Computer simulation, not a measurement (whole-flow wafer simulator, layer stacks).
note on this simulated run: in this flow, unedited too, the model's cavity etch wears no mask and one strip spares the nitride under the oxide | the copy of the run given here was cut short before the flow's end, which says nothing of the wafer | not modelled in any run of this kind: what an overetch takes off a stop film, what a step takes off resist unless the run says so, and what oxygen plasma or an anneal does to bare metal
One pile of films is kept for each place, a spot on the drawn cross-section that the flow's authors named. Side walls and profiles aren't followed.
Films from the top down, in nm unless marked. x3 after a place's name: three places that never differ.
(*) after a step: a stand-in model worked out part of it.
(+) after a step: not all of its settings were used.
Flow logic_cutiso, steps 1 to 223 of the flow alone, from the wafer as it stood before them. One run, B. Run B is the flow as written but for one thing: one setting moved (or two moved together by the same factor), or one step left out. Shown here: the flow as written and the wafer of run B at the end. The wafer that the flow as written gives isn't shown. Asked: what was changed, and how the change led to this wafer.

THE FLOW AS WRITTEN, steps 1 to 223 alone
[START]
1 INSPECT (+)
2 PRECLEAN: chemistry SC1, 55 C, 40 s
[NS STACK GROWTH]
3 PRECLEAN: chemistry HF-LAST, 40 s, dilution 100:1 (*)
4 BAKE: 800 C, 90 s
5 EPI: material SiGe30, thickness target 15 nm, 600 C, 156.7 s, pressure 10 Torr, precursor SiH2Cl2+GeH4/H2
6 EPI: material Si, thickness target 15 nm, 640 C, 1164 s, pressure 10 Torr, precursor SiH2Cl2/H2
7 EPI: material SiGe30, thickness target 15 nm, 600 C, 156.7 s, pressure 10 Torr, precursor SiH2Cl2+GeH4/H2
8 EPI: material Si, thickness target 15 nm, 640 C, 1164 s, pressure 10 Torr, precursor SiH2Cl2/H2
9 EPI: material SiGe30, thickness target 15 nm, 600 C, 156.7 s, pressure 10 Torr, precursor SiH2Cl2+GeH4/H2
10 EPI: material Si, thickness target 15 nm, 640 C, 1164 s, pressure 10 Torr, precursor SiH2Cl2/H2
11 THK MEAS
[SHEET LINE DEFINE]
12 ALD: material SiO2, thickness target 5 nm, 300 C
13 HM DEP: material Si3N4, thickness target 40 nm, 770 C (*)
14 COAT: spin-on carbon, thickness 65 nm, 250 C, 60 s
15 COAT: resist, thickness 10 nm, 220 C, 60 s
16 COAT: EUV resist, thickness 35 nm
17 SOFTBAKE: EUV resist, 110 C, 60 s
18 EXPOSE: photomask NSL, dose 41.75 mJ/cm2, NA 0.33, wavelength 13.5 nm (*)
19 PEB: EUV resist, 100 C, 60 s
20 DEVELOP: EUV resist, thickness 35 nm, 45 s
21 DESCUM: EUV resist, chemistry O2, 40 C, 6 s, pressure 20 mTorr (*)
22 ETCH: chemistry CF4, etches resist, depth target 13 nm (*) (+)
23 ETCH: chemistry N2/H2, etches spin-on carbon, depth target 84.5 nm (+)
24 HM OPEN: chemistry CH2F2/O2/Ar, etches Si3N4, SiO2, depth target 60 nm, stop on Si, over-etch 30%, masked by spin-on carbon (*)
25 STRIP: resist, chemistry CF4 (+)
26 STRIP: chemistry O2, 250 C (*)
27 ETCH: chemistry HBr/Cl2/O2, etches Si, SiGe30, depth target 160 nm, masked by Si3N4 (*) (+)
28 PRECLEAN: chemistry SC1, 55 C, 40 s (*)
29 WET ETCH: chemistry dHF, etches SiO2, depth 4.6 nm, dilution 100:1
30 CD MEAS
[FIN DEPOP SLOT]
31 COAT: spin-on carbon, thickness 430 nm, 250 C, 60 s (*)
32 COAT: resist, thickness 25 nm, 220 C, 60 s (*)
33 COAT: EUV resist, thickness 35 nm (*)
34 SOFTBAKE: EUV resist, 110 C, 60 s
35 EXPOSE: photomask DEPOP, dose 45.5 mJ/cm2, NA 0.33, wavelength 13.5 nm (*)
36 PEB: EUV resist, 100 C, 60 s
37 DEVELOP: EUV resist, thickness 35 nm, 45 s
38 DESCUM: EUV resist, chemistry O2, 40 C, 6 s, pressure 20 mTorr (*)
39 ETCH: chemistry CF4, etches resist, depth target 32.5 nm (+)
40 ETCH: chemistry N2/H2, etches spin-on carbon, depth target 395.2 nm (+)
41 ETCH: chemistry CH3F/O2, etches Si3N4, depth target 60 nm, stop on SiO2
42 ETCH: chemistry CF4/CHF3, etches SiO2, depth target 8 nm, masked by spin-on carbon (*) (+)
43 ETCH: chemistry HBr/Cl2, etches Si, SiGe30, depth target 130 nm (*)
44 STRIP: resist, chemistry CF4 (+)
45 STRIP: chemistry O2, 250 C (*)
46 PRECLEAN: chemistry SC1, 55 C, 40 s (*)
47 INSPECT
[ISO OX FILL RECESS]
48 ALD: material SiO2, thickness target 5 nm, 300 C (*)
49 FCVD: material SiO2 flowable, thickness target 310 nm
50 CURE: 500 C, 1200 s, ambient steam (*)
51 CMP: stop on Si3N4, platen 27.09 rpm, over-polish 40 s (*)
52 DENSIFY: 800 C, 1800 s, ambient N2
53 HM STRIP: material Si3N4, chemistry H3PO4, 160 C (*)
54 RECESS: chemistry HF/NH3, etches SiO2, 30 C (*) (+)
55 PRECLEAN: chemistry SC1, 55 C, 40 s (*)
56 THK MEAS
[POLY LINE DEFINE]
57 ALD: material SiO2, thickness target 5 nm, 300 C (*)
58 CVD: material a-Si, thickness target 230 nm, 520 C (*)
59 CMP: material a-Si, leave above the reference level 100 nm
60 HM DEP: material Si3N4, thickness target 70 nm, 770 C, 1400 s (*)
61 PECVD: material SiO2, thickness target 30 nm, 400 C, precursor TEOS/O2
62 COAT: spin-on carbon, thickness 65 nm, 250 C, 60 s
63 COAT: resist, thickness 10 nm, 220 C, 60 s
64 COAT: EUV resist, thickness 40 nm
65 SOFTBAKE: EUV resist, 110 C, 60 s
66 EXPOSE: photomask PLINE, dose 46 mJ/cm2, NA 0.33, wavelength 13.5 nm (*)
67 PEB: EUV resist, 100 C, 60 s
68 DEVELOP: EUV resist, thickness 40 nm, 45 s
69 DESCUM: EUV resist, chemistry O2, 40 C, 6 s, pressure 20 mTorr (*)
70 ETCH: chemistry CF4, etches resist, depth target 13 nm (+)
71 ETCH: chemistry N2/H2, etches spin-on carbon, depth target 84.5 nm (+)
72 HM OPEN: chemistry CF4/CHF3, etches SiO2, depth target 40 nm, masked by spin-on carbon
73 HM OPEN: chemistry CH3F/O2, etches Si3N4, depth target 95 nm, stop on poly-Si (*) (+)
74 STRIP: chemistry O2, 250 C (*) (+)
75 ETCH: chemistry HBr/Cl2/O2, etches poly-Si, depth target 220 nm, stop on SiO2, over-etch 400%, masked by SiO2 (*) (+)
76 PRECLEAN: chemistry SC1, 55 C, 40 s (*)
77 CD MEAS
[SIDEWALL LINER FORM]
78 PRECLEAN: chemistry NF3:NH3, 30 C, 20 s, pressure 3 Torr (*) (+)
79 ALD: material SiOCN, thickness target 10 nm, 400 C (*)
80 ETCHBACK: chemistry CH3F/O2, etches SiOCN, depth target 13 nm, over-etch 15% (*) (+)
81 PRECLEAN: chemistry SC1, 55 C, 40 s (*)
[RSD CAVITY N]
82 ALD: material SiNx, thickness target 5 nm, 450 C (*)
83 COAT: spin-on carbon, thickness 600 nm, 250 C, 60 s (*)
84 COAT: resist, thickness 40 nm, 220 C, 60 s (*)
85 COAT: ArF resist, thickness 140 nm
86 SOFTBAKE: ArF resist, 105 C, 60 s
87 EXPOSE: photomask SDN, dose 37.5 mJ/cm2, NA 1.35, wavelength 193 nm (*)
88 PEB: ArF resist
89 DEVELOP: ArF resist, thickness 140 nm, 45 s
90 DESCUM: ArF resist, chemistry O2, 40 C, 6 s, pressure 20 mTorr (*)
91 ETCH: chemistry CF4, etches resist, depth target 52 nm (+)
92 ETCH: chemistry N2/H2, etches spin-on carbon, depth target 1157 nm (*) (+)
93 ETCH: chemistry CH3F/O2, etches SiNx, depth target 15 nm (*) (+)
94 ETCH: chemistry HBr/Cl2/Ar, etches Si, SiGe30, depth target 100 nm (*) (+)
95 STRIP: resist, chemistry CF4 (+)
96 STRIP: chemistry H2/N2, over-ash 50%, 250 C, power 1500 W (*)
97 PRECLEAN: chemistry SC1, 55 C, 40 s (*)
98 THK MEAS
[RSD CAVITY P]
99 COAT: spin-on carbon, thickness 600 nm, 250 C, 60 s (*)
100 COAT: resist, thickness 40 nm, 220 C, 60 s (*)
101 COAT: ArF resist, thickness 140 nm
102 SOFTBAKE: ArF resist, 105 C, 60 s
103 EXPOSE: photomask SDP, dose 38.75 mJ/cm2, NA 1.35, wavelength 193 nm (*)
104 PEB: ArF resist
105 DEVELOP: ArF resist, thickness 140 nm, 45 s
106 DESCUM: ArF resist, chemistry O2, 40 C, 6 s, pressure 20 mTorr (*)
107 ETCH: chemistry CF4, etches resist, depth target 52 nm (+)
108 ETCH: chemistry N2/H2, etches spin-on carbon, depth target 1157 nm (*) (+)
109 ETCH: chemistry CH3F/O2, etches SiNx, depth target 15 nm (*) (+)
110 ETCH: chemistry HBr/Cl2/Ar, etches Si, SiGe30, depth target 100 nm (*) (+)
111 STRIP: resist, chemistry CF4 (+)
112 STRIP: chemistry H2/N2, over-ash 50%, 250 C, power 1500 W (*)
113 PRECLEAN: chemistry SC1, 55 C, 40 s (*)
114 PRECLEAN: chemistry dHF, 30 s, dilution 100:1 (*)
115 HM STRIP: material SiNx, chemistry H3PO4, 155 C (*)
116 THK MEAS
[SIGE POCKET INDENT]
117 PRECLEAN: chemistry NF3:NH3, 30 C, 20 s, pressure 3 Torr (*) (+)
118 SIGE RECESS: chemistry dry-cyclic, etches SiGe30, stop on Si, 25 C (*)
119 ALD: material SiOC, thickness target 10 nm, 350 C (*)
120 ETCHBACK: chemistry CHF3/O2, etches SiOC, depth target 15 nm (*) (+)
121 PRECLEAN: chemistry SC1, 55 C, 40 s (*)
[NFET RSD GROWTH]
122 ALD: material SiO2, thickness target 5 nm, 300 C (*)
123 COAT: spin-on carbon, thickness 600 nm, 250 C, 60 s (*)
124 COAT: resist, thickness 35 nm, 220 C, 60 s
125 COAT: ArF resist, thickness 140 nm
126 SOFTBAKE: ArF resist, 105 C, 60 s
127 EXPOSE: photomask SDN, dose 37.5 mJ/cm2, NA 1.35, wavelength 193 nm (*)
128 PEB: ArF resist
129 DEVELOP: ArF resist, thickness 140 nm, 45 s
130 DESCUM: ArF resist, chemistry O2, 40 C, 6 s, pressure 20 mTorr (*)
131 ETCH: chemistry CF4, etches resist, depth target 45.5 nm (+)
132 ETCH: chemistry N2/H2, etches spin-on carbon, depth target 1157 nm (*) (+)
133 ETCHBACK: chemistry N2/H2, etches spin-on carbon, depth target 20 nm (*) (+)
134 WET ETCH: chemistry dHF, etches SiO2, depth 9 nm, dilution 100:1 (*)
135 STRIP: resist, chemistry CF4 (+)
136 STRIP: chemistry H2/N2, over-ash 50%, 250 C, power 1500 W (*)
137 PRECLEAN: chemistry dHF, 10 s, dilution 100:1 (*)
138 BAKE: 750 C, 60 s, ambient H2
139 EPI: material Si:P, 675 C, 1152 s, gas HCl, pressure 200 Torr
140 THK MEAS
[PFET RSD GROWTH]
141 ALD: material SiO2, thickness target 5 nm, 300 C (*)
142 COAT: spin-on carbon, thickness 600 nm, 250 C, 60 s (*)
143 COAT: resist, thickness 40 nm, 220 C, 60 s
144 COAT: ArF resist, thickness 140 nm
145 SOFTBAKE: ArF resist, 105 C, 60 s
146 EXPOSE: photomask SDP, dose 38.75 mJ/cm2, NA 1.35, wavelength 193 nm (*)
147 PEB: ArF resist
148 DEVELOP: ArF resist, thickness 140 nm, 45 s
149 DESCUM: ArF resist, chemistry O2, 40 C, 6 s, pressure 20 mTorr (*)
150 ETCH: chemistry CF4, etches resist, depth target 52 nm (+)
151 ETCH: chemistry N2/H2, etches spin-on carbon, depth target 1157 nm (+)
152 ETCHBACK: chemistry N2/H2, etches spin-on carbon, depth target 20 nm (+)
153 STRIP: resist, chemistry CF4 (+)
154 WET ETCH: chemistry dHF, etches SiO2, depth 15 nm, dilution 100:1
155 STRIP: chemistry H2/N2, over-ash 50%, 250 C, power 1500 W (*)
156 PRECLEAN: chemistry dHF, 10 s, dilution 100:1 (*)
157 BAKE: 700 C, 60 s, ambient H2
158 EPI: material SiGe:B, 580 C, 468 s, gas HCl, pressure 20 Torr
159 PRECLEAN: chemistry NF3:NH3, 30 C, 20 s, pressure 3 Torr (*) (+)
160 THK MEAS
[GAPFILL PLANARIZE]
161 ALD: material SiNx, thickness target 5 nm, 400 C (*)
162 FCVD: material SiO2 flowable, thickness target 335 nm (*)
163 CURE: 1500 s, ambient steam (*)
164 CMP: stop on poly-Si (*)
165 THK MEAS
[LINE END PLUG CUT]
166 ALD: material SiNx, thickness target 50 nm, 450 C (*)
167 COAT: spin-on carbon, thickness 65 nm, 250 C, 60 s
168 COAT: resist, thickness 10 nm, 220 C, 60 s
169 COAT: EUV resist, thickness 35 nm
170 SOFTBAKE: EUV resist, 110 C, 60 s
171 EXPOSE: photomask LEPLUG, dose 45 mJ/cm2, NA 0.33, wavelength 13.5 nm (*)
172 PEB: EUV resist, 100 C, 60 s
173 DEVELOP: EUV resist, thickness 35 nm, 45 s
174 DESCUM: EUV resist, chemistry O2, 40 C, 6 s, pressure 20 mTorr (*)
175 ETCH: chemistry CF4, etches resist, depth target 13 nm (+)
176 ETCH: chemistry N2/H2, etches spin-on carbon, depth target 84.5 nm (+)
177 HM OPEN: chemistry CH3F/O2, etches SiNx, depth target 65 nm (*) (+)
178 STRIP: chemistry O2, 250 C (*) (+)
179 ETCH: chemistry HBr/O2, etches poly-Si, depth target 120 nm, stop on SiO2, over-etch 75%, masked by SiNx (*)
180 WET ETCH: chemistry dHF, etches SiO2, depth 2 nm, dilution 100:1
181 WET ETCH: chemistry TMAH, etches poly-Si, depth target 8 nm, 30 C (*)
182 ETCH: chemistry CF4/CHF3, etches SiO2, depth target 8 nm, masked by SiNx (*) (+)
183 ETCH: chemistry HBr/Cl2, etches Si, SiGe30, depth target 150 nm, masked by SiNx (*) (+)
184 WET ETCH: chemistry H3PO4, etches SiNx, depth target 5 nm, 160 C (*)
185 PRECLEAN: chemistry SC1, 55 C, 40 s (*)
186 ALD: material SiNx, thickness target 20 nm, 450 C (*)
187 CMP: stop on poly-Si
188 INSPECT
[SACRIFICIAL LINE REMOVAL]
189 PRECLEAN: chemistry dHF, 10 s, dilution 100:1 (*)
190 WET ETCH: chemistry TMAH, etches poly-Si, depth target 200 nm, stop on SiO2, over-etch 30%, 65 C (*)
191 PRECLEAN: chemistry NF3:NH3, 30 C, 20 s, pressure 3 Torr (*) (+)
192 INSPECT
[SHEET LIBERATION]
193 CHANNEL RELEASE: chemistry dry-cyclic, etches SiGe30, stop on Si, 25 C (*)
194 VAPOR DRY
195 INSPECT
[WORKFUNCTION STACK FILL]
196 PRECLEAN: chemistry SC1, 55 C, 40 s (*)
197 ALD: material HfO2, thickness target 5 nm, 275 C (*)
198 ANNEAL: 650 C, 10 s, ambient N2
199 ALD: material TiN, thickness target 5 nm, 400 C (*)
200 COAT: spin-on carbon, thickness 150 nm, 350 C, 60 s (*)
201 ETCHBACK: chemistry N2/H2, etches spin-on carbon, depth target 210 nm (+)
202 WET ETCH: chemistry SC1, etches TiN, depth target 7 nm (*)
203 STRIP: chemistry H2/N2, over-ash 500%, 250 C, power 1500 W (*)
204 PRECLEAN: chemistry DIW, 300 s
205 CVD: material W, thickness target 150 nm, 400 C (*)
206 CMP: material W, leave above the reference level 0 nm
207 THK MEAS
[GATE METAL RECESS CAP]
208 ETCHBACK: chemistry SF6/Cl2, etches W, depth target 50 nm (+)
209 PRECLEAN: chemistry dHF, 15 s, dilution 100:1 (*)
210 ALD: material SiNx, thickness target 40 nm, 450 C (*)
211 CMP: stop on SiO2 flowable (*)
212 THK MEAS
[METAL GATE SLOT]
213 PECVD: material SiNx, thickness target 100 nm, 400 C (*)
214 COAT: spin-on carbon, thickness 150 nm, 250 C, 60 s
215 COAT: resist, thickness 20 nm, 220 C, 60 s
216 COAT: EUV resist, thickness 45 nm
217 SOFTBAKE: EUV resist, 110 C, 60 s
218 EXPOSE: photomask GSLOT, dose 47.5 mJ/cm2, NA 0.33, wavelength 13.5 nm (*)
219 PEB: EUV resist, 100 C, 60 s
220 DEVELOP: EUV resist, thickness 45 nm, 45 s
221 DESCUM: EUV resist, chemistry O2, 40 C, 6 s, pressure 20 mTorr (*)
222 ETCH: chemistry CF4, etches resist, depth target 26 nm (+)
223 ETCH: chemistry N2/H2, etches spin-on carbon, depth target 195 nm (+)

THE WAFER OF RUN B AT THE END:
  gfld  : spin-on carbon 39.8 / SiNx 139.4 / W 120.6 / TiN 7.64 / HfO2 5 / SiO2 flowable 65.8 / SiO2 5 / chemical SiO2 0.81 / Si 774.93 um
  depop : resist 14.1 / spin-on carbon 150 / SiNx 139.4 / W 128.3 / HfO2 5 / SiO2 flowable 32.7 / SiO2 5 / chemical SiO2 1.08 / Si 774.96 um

The cause: step 223, ETCH: depth target 107.2 nm was run, where the flow has depth target 195 nm.

How the change led to this, step by step:
  223 ETCH: chemistry N2/H2, etches spin-on carbon, depth target 195 nm (+)
      gfld: spin-on carbon -107.2 (as written it would be: spin-on carbon -147 (all of it), SiNx -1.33)
      depop, dpovl, gl and 18 more: EUV resist -26 (all of it), resist -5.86 (as written it would be: EUV resist -26 (all of it), resist -11.7)
